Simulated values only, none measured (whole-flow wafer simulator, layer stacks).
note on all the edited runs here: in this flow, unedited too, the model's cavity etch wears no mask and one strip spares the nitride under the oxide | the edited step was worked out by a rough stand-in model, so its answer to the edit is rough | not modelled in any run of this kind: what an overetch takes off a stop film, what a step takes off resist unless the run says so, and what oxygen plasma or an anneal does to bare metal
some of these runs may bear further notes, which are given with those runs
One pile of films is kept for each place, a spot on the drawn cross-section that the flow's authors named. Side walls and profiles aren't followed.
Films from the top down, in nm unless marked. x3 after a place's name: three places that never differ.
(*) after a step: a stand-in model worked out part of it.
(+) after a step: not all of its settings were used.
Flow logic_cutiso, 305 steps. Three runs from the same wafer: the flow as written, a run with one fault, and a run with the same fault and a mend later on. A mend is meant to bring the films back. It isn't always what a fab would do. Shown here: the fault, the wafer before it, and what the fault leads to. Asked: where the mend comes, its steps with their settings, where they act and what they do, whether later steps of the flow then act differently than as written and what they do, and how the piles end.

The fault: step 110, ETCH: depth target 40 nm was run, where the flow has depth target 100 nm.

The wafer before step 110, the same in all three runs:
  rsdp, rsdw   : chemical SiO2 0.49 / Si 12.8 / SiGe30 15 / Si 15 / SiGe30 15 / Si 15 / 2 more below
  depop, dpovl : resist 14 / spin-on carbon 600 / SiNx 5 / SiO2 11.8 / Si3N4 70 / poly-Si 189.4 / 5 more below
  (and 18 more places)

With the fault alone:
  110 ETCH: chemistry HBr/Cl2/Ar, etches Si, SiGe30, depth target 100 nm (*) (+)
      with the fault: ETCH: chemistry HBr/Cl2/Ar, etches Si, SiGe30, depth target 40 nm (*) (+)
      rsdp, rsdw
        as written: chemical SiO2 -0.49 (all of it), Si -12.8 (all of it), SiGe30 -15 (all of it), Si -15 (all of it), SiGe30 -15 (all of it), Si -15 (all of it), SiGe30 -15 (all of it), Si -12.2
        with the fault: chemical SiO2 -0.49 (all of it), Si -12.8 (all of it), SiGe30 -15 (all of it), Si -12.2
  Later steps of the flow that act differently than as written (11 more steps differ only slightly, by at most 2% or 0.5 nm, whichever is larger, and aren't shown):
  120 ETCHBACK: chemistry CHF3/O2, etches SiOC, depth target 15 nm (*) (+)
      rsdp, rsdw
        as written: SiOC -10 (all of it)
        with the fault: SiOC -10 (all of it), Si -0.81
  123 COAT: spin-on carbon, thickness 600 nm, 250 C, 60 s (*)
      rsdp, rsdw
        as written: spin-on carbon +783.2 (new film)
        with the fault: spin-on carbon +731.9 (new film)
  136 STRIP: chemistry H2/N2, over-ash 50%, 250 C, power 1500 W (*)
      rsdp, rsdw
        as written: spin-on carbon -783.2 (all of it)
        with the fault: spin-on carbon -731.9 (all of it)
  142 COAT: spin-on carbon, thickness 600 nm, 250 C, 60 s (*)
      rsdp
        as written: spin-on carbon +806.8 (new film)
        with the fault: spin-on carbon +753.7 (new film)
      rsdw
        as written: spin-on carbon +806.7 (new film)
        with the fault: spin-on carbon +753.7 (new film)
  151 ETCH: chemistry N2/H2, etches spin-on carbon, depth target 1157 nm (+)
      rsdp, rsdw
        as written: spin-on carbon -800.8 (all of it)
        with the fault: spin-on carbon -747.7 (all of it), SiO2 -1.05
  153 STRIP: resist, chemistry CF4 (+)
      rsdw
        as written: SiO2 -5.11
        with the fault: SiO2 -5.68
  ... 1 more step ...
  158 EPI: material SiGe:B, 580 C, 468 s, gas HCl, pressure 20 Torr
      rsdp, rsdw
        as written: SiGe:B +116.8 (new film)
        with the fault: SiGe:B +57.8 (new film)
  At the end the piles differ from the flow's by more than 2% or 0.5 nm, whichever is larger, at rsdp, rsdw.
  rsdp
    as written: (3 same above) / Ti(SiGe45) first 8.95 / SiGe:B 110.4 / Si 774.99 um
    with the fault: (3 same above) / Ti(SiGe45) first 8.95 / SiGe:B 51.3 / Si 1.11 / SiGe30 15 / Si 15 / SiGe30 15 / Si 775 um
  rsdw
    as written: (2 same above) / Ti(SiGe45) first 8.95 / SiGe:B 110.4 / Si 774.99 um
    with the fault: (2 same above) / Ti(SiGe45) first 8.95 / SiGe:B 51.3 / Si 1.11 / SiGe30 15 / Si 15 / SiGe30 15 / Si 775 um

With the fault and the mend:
  The mend comes after step 110.
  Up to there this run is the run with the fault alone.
  110a ETCH: chemistry HBr/Cl2/Ar, etches Si, SiGe30, depth target 60 nm (*) (+) (the flow's step 110 once more, with other settings)
      rsdp, rsdw
        Si -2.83 (all of it), SiGe30 -15 (all of it), Si -15 (all of it), SiGe30 -15 (all of it), Si -12.2
  No later step of the flow acts differently than as written at any place that is followed.
  At the end the piles are the same as the flow's at every place that both follow.
